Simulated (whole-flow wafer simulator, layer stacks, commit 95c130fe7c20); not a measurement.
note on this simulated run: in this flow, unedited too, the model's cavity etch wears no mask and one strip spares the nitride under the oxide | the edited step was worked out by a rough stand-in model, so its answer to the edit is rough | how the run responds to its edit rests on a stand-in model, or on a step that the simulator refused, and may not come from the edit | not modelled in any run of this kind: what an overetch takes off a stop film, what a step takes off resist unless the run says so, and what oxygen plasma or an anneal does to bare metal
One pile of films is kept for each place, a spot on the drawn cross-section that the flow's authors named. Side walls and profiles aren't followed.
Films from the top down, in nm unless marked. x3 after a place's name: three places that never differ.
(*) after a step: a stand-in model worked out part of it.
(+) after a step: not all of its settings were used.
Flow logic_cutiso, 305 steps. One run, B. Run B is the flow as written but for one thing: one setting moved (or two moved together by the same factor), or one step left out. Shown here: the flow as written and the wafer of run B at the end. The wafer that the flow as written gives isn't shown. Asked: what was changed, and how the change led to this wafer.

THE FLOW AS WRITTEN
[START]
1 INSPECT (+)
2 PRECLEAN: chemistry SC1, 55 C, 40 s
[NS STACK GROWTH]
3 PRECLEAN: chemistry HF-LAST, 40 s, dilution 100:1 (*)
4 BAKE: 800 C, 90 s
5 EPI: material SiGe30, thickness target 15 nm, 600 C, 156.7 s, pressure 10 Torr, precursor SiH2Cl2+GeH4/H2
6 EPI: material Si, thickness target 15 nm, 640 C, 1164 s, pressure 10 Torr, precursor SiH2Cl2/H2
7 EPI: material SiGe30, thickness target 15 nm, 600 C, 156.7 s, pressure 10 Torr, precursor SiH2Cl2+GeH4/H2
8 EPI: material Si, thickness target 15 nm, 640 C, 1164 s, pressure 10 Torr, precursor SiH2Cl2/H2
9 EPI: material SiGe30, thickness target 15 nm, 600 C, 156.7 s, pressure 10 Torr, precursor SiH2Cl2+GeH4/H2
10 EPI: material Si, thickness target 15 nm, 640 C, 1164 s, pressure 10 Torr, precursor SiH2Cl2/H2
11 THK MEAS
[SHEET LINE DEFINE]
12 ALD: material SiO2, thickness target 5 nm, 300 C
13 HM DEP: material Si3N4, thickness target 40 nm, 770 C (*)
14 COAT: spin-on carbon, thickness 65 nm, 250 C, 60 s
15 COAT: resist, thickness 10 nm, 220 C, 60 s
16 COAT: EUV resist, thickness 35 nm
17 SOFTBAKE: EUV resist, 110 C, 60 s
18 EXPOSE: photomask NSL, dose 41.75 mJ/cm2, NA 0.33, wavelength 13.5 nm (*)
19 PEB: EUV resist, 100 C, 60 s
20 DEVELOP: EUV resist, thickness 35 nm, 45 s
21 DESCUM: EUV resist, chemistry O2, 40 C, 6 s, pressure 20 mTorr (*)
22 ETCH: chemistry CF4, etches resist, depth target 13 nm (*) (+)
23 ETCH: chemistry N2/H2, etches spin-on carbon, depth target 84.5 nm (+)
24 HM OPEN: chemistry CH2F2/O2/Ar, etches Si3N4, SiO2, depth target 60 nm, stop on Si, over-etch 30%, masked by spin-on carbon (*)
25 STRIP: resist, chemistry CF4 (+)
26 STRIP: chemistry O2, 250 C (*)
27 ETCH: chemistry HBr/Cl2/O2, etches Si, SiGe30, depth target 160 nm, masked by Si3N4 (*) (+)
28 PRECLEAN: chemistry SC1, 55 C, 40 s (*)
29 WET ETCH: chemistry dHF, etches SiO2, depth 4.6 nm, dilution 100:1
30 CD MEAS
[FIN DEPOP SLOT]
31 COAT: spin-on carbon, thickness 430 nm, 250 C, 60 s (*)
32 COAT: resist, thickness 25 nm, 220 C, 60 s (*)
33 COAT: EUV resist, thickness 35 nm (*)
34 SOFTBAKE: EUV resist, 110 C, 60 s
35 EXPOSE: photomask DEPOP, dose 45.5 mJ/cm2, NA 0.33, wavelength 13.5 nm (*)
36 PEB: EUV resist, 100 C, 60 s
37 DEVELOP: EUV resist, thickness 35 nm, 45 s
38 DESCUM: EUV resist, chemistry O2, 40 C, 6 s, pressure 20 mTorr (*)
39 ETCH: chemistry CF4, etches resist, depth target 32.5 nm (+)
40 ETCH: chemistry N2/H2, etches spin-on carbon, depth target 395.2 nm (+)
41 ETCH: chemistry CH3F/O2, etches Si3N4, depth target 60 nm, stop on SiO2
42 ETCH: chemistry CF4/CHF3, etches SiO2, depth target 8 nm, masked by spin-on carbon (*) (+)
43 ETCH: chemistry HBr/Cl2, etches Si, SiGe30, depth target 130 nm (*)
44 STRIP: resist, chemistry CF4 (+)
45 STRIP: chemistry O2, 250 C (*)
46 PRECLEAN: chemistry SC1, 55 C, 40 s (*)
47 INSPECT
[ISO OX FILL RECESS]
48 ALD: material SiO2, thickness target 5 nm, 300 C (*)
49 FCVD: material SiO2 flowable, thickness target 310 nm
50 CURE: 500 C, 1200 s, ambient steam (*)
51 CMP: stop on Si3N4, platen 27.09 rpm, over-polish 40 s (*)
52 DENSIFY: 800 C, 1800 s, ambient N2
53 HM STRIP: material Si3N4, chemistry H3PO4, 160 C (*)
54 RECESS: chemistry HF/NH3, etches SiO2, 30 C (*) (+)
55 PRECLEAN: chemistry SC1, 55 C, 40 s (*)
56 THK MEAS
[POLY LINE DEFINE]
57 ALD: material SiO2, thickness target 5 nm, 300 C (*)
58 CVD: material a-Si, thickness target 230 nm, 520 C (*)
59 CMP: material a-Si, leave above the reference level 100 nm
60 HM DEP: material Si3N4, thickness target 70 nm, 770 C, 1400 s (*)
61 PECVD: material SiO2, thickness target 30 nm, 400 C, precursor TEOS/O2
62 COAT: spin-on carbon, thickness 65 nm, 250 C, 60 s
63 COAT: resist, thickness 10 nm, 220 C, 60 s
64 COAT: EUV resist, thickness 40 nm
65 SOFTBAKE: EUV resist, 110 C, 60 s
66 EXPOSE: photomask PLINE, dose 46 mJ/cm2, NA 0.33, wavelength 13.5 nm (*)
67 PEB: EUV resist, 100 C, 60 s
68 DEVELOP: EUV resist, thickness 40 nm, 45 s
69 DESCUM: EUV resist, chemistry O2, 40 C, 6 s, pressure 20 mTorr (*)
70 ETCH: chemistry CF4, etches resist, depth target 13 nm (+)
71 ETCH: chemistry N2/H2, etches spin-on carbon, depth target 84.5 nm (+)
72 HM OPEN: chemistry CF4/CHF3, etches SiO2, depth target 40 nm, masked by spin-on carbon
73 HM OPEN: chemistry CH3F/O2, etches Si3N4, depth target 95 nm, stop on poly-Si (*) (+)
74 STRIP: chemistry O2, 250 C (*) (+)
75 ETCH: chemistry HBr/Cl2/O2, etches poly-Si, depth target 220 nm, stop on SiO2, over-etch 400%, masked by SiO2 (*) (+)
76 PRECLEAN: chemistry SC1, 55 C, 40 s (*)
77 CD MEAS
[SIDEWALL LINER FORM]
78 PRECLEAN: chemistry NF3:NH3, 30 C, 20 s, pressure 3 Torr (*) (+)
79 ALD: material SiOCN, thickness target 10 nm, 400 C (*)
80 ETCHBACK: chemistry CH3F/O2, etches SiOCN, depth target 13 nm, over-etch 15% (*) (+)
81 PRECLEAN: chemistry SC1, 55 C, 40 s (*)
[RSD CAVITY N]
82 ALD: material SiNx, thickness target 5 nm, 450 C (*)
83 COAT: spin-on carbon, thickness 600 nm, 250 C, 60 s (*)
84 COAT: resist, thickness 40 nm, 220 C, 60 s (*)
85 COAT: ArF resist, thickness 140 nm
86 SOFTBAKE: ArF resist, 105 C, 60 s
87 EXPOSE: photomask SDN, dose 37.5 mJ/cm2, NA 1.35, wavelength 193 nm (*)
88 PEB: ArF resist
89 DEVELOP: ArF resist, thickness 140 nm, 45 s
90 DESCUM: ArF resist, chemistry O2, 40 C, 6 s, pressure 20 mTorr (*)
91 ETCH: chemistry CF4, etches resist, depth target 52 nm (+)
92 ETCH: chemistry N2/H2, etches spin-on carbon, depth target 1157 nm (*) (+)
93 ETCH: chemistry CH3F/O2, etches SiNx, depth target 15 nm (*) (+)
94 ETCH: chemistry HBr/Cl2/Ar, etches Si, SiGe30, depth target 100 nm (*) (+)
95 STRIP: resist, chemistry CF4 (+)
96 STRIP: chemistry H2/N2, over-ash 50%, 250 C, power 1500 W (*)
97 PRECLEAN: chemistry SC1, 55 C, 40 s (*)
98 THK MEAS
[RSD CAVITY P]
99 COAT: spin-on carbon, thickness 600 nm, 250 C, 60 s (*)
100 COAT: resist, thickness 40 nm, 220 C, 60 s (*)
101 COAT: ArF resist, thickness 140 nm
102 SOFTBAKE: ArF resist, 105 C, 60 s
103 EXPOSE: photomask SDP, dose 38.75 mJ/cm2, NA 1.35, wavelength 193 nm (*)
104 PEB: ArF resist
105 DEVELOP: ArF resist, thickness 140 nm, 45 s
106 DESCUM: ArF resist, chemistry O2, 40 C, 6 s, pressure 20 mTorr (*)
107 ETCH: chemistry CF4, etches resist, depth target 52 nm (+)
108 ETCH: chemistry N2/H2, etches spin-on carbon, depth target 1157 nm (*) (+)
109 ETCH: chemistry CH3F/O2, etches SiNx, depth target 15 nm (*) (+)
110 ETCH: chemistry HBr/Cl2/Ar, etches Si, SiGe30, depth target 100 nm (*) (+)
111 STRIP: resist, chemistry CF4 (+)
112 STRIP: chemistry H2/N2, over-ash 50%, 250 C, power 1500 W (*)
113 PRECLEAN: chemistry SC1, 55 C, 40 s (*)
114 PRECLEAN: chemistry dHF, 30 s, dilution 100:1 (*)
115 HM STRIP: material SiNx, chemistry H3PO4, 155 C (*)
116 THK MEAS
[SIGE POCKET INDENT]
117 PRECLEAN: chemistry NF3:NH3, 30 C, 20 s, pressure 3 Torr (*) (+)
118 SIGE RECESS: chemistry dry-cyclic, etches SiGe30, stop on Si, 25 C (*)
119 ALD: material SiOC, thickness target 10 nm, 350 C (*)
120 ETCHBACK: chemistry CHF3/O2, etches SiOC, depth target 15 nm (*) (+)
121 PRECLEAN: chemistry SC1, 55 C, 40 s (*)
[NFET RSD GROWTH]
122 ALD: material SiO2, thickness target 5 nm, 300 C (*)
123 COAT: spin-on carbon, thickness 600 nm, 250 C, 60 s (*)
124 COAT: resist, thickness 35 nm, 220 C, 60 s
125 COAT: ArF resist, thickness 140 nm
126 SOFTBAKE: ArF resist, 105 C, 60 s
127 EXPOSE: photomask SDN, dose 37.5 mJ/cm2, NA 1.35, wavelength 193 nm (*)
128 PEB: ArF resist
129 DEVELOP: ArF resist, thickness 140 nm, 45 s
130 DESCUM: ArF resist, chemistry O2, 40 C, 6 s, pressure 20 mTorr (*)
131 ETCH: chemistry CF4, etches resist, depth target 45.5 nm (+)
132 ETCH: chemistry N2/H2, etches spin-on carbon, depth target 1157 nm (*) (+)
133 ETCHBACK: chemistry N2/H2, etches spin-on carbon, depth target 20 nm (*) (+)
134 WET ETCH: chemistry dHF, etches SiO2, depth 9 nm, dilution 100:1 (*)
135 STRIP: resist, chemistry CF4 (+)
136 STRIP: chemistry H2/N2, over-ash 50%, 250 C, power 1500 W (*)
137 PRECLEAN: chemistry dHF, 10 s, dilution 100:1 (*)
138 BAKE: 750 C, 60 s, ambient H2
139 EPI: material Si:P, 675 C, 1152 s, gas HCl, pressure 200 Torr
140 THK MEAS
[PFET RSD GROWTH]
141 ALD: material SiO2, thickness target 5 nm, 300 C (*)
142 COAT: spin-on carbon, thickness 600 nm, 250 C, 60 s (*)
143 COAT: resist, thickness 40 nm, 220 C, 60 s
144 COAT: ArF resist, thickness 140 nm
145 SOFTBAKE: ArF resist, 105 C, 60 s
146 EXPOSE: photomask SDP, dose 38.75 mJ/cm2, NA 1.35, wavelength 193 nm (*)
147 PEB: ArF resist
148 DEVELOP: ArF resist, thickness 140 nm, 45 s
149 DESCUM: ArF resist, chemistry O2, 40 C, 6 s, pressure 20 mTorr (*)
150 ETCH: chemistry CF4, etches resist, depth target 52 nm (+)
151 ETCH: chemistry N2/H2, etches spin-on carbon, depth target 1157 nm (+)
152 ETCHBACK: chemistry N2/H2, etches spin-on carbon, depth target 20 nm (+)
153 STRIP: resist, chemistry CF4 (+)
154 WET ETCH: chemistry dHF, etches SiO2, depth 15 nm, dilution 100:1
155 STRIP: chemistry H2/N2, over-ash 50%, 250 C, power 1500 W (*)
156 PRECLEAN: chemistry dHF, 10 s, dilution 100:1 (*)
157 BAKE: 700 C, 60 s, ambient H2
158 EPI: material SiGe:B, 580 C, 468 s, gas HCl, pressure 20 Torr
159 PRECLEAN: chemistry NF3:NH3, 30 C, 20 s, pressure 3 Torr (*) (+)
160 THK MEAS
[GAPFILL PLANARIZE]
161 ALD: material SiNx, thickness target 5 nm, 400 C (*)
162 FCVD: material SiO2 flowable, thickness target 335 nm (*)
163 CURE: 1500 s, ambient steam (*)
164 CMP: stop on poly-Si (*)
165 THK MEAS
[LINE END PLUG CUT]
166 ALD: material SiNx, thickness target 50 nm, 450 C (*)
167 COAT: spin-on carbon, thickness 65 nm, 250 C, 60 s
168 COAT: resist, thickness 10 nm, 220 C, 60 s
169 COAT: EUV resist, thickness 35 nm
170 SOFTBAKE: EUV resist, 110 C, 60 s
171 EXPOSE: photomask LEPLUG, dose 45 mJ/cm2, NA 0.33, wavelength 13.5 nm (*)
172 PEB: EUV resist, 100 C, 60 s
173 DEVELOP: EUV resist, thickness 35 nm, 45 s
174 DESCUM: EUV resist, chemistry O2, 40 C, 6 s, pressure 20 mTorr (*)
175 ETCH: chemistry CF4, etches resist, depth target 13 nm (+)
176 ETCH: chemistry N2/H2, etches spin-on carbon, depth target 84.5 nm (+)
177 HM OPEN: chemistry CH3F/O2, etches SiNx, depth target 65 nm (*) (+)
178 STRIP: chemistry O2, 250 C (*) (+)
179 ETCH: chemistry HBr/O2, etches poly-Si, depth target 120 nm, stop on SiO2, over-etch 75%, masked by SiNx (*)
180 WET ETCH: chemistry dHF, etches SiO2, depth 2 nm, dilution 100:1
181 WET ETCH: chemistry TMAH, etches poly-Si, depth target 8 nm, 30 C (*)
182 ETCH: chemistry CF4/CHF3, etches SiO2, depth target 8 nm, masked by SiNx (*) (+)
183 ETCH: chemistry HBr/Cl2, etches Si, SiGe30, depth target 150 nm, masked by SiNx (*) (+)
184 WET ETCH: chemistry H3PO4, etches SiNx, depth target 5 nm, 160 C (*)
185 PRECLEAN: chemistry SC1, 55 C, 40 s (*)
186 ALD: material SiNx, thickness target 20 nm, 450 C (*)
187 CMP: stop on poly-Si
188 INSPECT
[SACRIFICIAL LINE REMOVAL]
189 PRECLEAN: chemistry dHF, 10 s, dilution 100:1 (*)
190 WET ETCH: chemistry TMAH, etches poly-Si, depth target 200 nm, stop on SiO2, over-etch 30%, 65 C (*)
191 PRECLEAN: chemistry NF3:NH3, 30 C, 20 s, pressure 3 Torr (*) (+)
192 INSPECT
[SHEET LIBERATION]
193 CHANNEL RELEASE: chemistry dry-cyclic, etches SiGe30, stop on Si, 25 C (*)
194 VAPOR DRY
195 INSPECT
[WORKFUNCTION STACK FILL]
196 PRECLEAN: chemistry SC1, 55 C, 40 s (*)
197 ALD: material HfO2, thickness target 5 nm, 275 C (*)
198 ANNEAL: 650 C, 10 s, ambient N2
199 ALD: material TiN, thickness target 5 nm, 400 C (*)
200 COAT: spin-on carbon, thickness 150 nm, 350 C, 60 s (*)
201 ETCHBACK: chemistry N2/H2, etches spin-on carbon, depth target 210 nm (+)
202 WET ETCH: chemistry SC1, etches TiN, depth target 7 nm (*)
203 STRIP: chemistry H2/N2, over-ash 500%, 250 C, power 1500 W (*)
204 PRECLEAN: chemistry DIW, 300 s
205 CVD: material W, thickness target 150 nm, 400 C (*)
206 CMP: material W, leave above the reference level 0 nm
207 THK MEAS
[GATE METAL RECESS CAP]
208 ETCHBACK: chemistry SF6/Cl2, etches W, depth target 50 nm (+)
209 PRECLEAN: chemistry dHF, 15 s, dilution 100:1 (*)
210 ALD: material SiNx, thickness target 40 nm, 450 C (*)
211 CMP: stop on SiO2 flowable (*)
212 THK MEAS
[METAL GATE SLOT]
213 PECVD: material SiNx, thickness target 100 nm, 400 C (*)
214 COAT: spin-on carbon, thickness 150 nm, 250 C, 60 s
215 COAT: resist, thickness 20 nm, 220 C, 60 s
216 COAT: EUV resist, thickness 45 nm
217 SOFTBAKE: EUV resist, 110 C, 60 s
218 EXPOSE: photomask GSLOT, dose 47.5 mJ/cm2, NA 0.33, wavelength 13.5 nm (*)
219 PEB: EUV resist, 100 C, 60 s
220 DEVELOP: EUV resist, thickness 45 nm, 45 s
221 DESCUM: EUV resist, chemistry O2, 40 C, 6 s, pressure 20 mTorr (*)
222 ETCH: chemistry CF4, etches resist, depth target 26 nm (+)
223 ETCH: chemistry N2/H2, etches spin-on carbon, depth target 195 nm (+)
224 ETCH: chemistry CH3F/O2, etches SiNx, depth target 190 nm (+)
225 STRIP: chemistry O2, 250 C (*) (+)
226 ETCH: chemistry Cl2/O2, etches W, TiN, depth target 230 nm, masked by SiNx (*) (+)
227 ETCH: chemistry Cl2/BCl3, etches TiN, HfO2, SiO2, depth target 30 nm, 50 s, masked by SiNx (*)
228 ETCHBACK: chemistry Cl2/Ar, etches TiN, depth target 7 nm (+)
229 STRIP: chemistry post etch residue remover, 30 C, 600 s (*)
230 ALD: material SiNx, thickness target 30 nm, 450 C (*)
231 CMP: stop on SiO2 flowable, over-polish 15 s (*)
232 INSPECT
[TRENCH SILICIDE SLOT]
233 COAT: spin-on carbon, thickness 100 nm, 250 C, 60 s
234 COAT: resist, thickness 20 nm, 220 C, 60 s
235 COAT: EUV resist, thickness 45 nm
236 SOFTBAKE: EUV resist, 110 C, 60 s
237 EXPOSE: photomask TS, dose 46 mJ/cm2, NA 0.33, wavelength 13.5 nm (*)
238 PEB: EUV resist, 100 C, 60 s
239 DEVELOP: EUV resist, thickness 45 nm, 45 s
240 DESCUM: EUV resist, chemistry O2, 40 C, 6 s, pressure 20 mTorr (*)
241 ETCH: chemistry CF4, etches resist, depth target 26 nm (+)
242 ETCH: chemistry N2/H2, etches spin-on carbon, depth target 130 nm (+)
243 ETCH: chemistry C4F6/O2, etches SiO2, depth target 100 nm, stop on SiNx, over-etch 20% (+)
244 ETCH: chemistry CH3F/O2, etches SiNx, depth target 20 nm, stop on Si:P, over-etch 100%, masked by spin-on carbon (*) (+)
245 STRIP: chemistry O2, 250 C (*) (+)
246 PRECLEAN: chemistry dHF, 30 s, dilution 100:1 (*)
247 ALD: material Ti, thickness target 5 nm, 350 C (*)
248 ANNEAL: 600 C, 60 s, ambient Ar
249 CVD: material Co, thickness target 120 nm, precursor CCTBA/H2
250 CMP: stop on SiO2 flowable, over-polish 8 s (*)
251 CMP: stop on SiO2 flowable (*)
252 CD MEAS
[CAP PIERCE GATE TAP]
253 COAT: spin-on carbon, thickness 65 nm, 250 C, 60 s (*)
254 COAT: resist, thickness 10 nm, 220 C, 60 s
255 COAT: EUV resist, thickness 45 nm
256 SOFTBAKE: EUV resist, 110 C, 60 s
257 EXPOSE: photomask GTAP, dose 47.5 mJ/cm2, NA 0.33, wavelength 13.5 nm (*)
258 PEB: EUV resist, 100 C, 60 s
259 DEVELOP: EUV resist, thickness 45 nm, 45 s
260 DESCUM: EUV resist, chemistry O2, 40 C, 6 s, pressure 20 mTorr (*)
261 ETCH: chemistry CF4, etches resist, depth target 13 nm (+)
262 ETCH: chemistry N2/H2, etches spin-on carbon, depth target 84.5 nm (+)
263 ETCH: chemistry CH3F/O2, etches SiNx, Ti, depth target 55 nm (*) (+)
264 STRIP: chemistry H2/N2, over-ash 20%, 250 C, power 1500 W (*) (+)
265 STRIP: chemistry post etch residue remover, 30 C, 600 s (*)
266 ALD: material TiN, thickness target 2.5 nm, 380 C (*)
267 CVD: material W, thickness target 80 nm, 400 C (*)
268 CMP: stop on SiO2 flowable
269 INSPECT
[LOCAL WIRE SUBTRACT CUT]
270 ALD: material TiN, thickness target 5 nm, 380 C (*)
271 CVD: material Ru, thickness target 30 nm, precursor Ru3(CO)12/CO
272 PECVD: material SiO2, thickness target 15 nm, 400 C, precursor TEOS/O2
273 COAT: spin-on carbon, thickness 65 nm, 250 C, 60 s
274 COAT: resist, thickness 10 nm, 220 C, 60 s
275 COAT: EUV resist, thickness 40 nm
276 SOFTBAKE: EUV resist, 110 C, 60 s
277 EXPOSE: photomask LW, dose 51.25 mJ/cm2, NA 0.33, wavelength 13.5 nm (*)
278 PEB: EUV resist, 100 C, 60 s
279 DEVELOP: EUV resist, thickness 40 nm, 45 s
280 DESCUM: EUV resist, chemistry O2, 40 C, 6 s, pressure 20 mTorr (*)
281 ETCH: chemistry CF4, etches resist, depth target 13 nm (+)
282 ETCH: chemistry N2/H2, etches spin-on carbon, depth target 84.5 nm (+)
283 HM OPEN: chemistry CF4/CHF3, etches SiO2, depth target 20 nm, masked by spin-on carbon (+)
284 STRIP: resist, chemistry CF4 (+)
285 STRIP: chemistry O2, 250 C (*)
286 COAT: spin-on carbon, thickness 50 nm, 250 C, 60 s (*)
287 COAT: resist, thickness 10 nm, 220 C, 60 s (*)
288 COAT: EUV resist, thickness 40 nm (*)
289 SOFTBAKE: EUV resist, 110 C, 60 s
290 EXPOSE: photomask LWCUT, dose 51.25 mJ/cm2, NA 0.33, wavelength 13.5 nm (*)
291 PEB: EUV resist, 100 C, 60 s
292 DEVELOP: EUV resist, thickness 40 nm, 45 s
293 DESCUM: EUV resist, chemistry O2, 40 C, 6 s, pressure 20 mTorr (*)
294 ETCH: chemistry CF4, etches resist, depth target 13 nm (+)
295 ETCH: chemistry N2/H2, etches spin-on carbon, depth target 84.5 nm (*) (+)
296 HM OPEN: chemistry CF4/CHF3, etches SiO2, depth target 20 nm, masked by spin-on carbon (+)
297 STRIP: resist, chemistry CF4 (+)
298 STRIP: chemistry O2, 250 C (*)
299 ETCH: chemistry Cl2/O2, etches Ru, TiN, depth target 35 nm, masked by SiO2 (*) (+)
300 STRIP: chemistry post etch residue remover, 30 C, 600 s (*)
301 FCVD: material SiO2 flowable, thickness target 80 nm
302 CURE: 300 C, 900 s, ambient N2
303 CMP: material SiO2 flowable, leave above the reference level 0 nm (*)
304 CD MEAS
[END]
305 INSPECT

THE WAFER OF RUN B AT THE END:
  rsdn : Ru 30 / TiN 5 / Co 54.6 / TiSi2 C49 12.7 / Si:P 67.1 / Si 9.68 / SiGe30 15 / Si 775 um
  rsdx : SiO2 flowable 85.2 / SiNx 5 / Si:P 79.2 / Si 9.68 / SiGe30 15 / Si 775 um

The cause: step 94, ETCH: depth target 55 nm was run, where the flow has depth target 100 nm.

How the change led to this, step by step:
  94 ETCH: chemistry HBr/Cl2/Ar, etches Si, SiGe30, depth target 100 nm (*) (+)
      rsdn, rsdx: chemical SiO2 -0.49 (all of it), Si -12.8 (all of it), SiGe30 -15 (all of it), Si -15 (all of it), SiGe30 -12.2 (as written it would be: chemical SiO2 -0.49 (all of it), Si -12.8 (all of it), SiGe30 -15 (all of it), Si -15 (all of it), SiGe30 -15 (all of it), Si -15 (all of it), SiGe30 -15 (all of it), Si -12.2)
  99 COAT: spin-on carbon, thickness 600 nm, 250 C, 60 s (*)
      rsdn, rsdx: spin-on carbon +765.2 (new film) (as written it would be: spin-on carbon +802.8 (new film))
  112 STRIP: chemistry H2/N2, over-ash 50%, 250 C, power 1500 W (*)
      rsdn, rsdx: spin-on carbon -765.2 (all of it) (as written it would be: spin-on carbon -802.8 (all of it))
  115 HM STRIP: material SiNx, chemistry H3PO4, 155 C (*)
      rsdn, rsdx: chemical SiO2 +0.5 (new film), SiGe30 -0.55 (as written it would be: chemical SiO2 +0.5 (new film), Si -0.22)
  118 SIGE RECESS: chemistry dry-cyclic, etches SiGe30, stop on Si, 25 C (*)
      rsdn, rsdx: SiGe30 -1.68 (all of it) (as written it would be: nothing)
  120 ETCHBACK: chemistry CHF3/O2, etches SiOC, depth target 15 nm (*) (+)
      rsdn, rsdx: SiOC -10 (all of it), Si -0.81 (as written it would be: SiOC -10 (all of it))
  123 COAT: spin-on carbon, thickness 600 nm, 250 C, 60 s (*)
      rsdn, rsdx: spin-on carbon +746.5 (new film) (as written it would be: spin-on carbon +783.3 (new film))
  132 ETCH: chemistry N2/H2, etches spin-on carbon, depth target 1157 nm (*) (+)
      rsdn, rsdx: spin-on carbon -741.2 (all of it), SiO2 -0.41 (as written it would be: spin-on carbon -778.1 (all of it))
      depop, dpovl, gfld and 12 more: ArF resist -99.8 (all of it), resist -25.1 (as written it would be: ArF resist -99.8 (all of it), resist -25.7)
  135 STRIP: resist, chemistry CF4 (+)
      rsdn, rsdx: Si -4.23 (as written it would be: nothing)
      depop, dpovl, isow, ns, nsgap, rsdp: resist -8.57 (all of it) (as written it would be: resist -7.93 (all of it))
      (and at 14 more places)
  139 EPI: material Si:P, 675 C, 1152 s, gas HCl, pressure 200 Torr
      rsdn, rsdx: Si:P +79.2 (new film) (as written it would be: Si:P +116.9 (new film))
